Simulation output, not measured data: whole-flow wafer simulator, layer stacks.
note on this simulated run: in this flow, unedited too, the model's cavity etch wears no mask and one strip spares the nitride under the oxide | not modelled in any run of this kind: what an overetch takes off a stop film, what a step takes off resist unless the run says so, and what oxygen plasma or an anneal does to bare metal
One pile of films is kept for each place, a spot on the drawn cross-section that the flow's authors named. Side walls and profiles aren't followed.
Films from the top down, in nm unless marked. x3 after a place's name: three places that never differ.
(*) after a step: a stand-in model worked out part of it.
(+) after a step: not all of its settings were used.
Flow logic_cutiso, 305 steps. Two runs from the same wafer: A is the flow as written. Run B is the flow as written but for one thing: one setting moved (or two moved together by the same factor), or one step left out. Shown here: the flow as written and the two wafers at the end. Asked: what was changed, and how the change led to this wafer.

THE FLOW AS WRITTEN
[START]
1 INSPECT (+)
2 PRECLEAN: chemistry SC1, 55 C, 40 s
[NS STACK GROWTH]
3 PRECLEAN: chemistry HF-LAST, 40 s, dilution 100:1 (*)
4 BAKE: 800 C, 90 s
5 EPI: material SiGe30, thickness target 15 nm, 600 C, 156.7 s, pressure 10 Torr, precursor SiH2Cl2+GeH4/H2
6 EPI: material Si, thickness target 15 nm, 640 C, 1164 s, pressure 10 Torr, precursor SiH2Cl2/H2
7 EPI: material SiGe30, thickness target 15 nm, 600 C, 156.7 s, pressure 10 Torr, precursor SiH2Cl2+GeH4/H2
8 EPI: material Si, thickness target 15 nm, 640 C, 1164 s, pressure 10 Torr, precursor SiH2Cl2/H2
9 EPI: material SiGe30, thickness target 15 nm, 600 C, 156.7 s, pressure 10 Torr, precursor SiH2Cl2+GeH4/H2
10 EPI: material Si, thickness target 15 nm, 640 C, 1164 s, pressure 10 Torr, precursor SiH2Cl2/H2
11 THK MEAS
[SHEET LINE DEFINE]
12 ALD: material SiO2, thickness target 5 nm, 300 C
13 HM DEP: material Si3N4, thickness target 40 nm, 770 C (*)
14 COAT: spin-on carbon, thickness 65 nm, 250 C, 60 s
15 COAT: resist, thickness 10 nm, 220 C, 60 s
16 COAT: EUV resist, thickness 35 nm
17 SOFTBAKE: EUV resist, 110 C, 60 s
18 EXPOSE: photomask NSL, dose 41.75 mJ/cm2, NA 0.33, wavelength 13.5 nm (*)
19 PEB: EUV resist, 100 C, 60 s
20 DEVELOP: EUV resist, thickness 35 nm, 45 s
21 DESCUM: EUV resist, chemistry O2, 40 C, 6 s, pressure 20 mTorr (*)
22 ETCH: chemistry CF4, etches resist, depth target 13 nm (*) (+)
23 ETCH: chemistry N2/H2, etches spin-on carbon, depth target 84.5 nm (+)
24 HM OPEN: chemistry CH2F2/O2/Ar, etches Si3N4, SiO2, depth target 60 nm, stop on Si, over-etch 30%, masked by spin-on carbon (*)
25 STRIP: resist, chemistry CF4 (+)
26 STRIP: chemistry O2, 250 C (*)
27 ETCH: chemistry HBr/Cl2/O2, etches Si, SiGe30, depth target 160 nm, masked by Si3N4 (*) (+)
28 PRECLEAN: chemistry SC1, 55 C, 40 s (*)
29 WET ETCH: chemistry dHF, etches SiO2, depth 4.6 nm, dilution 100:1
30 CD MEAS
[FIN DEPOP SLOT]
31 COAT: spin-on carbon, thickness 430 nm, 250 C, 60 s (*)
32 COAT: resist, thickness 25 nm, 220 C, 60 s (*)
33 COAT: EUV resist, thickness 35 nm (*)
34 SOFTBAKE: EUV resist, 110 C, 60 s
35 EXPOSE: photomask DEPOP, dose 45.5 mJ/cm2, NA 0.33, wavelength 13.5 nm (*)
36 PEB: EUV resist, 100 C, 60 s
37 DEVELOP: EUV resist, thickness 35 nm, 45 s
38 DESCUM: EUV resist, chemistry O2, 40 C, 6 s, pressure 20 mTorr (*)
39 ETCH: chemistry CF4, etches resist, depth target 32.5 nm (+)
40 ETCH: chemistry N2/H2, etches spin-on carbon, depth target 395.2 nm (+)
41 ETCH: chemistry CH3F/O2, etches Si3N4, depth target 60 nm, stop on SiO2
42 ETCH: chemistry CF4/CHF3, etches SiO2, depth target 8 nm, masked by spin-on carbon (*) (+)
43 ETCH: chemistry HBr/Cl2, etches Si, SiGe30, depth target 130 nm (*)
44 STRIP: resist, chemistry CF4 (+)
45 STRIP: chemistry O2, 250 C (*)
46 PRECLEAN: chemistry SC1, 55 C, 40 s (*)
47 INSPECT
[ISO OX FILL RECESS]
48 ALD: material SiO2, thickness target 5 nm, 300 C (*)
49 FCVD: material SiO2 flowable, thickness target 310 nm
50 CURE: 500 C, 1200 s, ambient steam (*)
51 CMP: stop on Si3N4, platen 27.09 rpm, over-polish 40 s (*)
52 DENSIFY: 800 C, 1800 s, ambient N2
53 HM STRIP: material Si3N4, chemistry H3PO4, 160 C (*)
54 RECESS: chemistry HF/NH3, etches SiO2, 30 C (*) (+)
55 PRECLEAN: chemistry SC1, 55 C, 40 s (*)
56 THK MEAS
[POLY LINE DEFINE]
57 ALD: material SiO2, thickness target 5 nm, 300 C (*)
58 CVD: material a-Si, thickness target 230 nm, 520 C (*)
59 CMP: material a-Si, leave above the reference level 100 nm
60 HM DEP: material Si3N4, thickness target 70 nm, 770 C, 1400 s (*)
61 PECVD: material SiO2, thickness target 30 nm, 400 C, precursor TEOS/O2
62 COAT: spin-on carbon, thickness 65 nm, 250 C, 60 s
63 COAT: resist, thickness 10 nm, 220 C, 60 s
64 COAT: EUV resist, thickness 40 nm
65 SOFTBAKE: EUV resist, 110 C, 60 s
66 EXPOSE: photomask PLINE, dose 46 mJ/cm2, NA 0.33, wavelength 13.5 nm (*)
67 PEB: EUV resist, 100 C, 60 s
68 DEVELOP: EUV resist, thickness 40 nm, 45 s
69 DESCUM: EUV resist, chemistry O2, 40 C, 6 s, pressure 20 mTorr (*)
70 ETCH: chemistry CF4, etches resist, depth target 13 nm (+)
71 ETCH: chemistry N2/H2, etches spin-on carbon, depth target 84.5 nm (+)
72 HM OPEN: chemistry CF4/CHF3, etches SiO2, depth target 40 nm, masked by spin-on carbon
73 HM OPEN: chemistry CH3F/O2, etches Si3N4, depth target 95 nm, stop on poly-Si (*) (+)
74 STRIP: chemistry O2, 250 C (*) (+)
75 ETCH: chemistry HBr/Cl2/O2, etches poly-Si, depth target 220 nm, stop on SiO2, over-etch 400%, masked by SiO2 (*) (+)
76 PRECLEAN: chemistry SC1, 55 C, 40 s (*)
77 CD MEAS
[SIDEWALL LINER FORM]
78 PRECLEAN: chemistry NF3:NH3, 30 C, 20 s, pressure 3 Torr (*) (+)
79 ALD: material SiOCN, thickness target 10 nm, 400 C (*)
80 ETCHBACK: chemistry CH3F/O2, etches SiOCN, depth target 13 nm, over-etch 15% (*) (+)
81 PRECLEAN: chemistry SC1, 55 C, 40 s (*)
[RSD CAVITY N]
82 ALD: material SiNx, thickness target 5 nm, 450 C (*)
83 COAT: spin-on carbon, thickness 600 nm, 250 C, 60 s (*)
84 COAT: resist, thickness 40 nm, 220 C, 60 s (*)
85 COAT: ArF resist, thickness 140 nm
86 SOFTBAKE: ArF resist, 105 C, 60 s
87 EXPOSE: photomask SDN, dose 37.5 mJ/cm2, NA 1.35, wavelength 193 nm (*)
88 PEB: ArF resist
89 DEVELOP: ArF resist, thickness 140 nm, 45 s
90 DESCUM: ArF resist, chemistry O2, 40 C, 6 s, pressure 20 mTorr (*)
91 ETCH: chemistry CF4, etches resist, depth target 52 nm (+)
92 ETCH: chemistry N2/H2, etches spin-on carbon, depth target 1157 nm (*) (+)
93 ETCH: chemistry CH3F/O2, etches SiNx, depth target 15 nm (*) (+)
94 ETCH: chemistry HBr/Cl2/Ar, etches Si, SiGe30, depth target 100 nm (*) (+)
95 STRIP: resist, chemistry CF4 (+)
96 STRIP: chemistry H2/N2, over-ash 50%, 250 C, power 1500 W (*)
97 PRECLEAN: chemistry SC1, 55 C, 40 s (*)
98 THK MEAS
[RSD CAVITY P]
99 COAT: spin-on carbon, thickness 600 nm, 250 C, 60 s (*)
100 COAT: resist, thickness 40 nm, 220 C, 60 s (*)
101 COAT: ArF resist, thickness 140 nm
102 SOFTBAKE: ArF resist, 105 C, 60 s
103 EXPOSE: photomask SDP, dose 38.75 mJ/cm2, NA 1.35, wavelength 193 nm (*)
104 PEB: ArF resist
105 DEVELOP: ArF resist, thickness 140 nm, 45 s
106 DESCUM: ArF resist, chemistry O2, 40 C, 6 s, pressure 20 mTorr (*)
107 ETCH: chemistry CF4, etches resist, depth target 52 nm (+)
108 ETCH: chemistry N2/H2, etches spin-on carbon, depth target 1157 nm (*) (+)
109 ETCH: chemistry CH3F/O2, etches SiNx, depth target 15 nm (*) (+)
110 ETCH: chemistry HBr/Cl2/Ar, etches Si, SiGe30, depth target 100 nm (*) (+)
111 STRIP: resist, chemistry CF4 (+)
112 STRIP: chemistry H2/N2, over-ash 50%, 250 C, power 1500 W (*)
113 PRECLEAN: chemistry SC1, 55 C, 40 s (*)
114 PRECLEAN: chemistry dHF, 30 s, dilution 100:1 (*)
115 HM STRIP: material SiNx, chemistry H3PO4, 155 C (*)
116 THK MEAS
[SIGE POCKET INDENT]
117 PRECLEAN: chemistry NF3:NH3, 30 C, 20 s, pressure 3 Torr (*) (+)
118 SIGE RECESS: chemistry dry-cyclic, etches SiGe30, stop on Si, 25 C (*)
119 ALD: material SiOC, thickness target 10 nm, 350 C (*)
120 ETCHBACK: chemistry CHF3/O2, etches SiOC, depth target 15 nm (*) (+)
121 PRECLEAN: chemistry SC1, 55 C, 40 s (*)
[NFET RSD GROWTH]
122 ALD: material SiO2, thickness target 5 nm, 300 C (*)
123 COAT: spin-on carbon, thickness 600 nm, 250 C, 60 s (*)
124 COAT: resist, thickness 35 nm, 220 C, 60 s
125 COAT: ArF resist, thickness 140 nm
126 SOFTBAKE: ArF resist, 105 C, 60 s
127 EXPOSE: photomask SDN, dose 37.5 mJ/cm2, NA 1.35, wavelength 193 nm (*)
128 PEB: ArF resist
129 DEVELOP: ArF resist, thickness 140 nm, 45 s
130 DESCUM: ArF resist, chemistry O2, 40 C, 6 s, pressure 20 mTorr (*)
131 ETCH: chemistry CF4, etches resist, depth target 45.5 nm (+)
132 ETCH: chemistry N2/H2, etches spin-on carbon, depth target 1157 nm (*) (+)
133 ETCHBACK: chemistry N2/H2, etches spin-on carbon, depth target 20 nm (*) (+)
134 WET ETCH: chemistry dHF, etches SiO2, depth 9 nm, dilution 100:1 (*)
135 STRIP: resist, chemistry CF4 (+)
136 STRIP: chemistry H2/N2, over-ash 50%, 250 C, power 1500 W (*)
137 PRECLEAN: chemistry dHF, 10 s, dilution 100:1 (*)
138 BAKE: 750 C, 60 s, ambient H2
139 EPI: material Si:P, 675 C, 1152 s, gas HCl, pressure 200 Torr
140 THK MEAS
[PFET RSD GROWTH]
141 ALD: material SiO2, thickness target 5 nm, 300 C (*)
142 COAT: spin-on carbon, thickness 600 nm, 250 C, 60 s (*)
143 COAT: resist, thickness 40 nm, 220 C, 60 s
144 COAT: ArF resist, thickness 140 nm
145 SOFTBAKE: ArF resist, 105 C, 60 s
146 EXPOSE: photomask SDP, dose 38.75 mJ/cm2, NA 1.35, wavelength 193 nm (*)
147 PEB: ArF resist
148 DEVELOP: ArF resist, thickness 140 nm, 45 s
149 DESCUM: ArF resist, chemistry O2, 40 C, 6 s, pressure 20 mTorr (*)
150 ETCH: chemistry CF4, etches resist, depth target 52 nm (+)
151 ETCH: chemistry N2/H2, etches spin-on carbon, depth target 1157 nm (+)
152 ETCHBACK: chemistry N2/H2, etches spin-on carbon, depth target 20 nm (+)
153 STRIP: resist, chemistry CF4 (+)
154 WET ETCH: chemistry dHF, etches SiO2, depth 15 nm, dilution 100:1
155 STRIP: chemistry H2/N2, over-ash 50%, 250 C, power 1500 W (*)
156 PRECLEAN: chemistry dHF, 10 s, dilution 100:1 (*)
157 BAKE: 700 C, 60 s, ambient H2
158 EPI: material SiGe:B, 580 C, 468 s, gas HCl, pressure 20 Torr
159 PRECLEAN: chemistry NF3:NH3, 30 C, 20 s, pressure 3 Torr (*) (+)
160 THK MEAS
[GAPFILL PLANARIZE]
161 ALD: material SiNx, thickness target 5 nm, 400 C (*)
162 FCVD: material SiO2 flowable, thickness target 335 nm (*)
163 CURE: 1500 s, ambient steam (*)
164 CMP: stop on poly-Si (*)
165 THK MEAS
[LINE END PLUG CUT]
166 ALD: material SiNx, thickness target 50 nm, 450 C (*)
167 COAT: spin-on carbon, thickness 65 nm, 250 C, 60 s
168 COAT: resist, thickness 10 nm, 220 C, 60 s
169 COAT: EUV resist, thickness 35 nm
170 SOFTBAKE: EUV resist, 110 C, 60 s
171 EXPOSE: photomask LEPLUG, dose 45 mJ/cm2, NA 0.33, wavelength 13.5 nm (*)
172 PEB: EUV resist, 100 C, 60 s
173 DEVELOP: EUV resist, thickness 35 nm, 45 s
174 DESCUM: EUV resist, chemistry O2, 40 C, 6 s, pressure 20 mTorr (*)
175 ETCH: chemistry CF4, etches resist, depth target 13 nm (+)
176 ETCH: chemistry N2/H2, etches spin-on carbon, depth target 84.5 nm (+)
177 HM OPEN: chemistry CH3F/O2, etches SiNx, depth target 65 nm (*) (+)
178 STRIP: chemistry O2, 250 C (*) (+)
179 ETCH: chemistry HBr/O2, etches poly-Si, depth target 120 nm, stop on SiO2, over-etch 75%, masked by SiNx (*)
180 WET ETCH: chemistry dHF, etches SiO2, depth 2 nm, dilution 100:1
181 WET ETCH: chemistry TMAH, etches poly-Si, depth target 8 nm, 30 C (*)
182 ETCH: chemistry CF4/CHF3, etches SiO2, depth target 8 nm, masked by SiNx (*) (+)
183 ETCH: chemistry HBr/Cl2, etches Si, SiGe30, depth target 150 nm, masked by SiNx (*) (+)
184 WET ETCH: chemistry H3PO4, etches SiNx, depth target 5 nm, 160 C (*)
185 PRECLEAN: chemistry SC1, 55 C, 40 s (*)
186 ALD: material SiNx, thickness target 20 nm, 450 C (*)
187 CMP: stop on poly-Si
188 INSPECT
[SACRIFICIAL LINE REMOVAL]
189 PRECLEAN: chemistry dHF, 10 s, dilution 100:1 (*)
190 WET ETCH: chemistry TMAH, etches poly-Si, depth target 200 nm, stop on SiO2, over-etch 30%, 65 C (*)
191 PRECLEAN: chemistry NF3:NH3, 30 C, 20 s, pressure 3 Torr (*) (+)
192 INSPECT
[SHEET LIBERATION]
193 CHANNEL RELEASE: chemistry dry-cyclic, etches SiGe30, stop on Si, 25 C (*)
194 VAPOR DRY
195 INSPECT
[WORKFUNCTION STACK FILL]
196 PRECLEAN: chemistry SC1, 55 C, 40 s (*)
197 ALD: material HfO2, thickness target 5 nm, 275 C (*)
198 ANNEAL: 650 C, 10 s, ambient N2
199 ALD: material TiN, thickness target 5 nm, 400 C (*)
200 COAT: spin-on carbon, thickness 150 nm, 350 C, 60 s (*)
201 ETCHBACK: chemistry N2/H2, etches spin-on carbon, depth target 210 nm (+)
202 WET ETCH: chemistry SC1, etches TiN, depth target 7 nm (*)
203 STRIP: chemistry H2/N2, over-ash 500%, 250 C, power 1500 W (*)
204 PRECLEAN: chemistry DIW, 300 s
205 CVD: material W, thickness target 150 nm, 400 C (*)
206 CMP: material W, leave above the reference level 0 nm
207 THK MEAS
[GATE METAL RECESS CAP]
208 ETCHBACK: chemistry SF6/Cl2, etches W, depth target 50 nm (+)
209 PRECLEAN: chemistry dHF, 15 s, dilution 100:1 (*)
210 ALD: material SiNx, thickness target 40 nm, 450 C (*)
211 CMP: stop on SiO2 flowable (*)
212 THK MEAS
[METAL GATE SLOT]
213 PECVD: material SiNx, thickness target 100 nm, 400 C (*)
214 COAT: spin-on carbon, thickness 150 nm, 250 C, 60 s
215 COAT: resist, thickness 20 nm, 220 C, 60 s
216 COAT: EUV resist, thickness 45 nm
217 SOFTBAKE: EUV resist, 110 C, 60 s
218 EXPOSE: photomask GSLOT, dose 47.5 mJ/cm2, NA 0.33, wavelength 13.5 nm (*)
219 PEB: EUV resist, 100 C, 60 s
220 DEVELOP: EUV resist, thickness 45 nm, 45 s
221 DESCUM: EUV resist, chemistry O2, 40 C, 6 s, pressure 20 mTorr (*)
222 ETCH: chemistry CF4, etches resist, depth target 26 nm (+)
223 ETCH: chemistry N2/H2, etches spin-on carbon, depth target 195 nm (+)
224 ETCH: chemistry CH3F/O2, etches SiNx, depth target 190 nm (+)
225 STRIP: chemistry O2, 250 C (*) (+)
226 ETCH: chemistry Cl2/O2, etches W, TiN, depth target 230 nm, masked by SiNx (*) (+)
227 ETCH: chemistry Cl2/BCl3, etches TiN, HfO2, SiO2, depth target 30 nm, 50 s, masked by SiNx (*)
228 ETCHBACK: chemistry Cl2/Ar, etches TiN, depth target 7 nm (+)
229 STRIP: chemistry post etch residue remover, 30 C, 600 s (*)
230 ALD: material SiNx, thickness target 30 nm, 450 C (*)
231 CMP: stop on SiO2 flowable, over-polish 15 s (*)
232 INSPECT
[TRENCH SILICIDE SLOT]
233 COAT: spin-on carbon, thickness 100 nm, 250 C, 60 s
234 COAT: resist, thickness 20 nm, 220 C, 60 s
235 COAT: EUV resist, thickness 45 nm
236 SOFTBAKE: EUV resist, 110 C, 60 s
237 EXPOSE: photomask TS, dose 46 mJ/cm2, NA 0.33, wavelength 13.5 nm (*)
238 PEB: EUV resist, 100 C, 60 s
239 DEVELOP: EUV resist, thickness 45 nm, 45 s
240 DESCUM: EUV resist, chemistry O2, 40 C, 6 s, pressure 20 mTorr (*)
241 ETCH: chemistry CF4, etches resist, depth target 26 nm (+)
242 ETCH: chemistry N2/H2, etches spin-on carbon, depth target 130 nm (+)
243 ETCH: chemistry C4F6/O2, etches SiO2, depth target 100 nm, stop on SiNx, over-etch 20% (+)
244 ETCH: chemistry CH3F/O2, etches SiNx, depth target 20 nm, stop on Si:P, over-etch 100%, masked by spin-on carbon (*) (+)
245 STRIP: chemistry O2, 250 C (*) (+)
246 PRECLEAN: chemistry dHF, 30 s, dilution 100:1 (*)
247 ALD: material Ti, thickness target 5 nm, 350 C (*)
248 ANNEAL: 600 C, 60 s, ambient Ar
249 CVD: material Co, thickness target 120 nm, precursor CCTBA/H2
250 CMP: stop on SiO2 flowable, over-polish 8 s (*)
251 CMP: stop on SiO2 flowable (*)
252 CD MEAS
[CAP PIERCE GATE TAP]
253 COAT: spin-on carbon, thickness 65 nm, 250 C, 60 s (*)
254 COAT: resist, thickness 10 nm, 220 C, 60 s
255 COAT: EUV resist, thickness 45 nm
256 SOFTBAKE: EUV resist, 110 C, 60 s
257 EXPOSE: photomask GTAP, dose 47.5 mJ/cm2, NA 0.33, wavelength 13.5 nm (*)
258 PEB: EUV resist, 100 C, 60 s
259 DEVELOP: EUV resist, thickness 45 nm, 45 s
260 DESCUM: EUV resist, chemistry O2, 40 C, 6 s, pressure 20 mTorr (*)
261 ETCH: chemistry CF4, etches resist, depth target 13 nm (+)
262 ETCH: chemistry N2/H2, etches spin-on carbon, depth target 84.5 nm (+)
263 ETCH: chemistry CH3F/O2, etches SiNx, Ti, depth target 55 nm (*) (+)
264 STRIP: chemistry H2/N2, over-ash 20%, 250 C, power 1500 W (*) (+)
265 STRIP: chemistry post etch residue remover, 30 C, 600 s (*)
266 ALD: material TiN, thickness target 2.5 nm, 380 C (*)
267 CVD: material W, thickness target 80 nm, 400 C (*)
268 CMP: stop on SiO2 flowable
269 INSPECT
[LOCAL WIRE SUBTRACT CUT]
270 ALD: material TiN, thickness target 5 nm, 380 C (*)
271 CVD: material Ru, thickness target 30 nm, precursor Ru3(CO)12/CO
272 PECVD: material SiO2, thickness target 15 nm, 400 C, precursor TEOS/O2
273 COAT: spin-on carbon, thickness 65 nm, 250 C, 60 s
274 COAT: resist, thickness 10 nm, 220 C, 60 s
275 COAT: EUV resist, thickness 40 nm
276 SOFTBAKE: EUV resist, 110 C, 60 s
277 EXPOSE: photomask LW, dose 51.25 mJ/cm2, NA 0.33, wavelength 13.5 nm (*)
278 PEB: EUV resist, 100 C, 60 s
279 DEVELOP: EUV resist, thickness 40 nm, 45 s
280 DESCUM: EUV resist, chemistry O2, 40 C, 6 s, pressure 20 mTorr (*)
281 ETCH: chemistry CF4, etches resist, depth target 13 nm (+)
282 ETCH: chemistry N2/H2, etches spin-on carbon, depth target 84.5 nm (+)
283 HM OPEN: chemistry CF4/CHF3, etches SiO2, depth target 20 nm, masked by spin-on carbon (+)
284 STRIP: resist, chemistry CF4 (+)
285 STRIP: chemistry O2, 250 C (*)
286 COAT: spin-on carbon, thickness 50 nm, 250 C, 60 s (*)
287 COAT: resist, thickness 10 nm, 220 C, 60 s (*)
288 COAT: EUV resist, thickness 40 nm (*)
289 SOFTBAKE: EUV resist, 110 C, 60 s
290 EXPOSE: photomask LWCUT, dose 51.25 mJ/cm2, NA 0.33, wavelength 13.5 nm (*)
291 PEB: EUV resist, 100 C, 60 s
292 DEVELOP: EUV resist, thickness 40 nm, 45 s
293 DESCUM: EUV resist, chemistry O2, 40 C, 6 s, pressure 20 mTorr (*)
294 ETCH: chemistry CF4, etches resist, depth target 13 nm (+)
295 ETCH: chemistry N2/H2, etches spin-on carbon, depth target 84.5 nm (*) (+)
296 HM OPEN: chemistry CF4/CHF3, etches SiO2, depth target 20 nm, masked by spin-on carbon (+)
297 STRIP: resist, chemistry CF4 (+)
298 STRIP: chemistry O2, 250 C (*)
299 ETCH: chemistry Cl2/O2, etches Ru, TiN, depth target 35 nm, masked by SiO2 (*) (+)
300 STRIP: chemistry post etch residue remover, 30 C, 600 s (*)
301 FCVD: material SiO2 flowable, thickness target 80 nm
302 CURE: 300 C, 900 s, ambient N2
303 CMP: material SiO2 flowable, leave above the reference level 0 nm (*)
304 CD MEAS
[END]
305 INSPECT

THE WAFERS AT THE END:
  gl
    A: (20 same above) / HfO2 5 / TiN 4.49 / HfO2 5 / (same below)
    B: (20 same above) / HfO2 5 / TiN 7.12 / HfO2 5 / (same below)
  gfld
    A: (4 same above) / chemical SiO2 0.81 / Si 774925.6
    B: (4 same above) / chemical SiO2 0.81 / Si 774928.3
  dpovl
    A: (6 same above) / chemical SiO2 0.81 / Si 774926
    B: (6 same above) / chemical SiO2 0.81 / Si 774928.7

The cause: step 5, EPI: thickness target 17.6 nm was run, where the flow has thickness target 15 nm; step 5, EPI: 184.1 s was run, where the flow has 156.7 s.

How the change led to this, step by step:
  5 EPI: material SiGe30, thickness target 15 nm, 600 C, 156.7 s, pressure 10 Torr, precursor SiH2Cl2+GeH4/H2
      depop, dpovl, gfld and 19 more: A SiGe30 +15 (new film) | B SiGe30 +17.6 (new film)
  27 ETCH: chemistry HBr/Cl2/O2, etches Si, SiGe30, depth target 160 nm, masked by Si3N4 (*) (+)
      gfld, gxf, iso, lnri: A chemical SiO2 -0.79 (all of it), Si -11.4 (all of it), SiGe30 -15 (all of it), Si -15 (all of it), SiGe30 -15 (all of it), Si -15 (all of it), SiGe30 -15 (all of it), Si -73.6 | B chemical SiO2 -0.79 (all of it), Si -11.4 (all of it), SiGe30 -15 (all of it), Si -15 (all of it), SiGe30 -15 (all of it), Si -15 (all of it), SiGe30 -17.6 (all of it), Si -71
      dpovl, nsgap: A chemical SiO2 -0.79 (all of it), Si -11.8 (all of it), SiGe30 -15 (all of it), Si -15 (all of it), SiGe30 -15 (all of it), Si -15 (all of it), SiGe30 -15 (all of it), Si -73.2 | B chemical SiO2 -0.79 (all of it), Si -11.8 (all of it), SiGe30 -15 (all of it), Si -15 (all of it), SiGe30 -15 (all of it), Si -15 (all of it), SiGe30 -17.6 (all of it), Si -70.6
      (and at 1 more place)
  43 ETCH: chemistry HBr/Cl2, etches Si, SiGe30, depth target 130 nm (*)
      depop: A Si -14 (all of it), SiGe30 -15 (all of it), Si -15 (all of it), SiGe30 -15 (all of it), Si -15 (all of it), SiGe30 -15 (all of it), Si -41 | B Si -14 (all of it), SiGe30 -15 (all of it), Si -15 (all of it), SiGe30 -15 (all of it), Si -15 (all of it), SiGe30 -17.6 (all of it), Si -38.3
  94 ETCH: chemistry HBr/Cl2/Ar, etches Si, SiGe30, depth target 100 nm (*) (+)
      rsdn, rsdx: A chemical SiO2 -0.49 (all of it), Si -12.8 (all of it), SiGe30 -15 (all of it), Si -15 (all of it), SiGe30 -15 (all of it), Si -15 (all of it), SiGe30 -15 (all of it), Si -12.2 | B chemical SiO2 -0.49 (all of it), Si -12.8 (all of it), SiGe30 -15 (all of it), Si -15 (all of it), SiGe30 -15 (all of it), Si -15 (all of it), SiGe30 -17.6 (all of it), Si -9.54
  110 ETCH: chemistry HBr/Cl2/Ar, etches Si, SiGe30, depth target 100 nm (*) (+)
      rsdp, rsdw: A chemical SiO2 -0.49 (all of it), Si -12.8 (all of it), SiGe30 -15 (all of it), Si -15 (all of it), SiGe30 -15 (all of it), Si -15 (all of it), SiGe30 -15 (all of it), Si -12.2 | B chemical SiO2 -0.49 (all of it), Si -12.8 (all of it), SiGe30 -15 (all of it), Si -15 (all of it), SiGe30 -15 (all of it), Si -15 (all of it), SiGe30 -17.6 (all of it), Si -9.54
  118 SIGE RECESS: chemistry dry-cyclic, etches SiGe30, stop on Si, 25 C (*)
      lnr, lnrp, lnrt: A SiOCN -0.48, Si -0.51, cavity +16 (new film), SiGe30 -15 (all of it), Si -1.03, cavity +16 (new film), SiGe30 -15 (all of it), Si -1.03, cavity +16 (new film), SiGe30 -15 (all of it), Si -0.51 | B SiOCN -0.48, Si -0.51, cavity +16 (new film), SiGe30 -15 (all of it), Si -1.03, cavity +16 (new film), SiGe30 -15 (all of it), Si -1.03, cavity +18.7 (new film), SiGe30 -17.6 (all of it), Si -0.51
  119 ALD: material SiOC, thickness target 10 nm, 350 C (*)
      lnr, lnrp, lnrt: A SiOC +10 (new film), SiOC +16 (new film), cavity -16 (all of it), SiOC +16 (new film), cavity -16 (all of it), SiOC +16 (new film), cavity -16 (all of it) | B SiOC +10 (new film), SiOC +16 (new film), cavity -16 (all of it), SiOC +16 (new film), cavity -16 (all of it), SiOC +18.7 (new film), cavity -18.7 (all of it)
  183 ETCH: chemistry HBr/Cl2, etches Si, SiGe30, depth target 150 nm, masked by SiNx (*) (+)
      plug: A Si -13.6 (all of it), SiGe30 -15 (all of it), Si -15 (all of it), SiGe30 -15 (all of it), Si -15 (all of it), SiGe30 -15 (all of it), Si -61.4 | B Si -13.6 (all of it), SiGe30 -15 (all of it), Si -15 (all of it), SiGe30 -15 (all of it), Si -15 (all of it), SiGe30 -17.6 (all of it), Si -58.8
  193 CHANNEL RELEASE: chemistry dry-cyclic, etches SiGe30, stop on Si, 25 C (*)
      gl, glp, gxn, gxp, ns, tap: A chemical SiO2 +0.8 (new film), Si -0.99, chemical SiO2 +0.8 (new film), cavity +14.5 (new film), chemical SiO2 +0.8 (new film), SiGe30 -15 (all of it), Si -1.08, chemical SiO2 +0.8 (new film), cavity +14.5 (new film), chemical SiO2 +0.8 (new film), SiGe30 -15 (all of it), Si -1.08, chemical SiO2 +0.8 (new film), cavity +14.5 (new film), chemical SiO2 +0.8 (new film), SiGe30 -15 (all of it), Si -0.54 | B chemical SiO2 +0.8 (new film), Si -0.99, chemical SiO2 +0.8 (new film), cavity +14.5 (new film), chemical SiO2 +0.8 (new film), SiGe30 -15 (all of it), Si -1.08, chemical SiO2 +0.8 (new film), cavity +14.5 (new film), chemical SiO2 +0.8 (new film), SiGe30 -15 (all of it), Si -1.08, chemical SiO2 +0.8 (new film), cavity +17.1 (new film), chemical SiO2 +0.8 (new film), SiGe30 -17.6 (all of it), Si -0.54
  199 ALD: material TiN, thickness target 5 nm, 400 C (*)
      gl, glp, tap: A TiN +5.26 (new film), TiN +4.49 (new film), cavity -4.49 (all of it), TiN +4.49 (new film), cavity -4.49 (all of it), TiN +4.49 (new film), cavity -4.49 (all of it) | B TiN +5.26 (new film), TiN +4.49 (new film), cavity -4.49 (all of it), TiN +4.49 (new film), cavity -4.49 (all of it), TiN +7.12 (new film), cavity -7.12 (all of it)
      gxn, gxp, ns: A TiN +5 (new film), TiN +4.49 (new film), cavity -4.49 (all of it), TiN +4.49 (new film), cavity -4.49 (all of it), TiN +4.49 (new film), cavity -4.49 (all of it) | B TiN +5 (new film), TiN +4.49 (new film), cavity -4.49 (all of it), TiN +4.49 (new film), cavity -4.49 (all of it), TiN +7.12 (new film), cavity -7.12 (all of it)
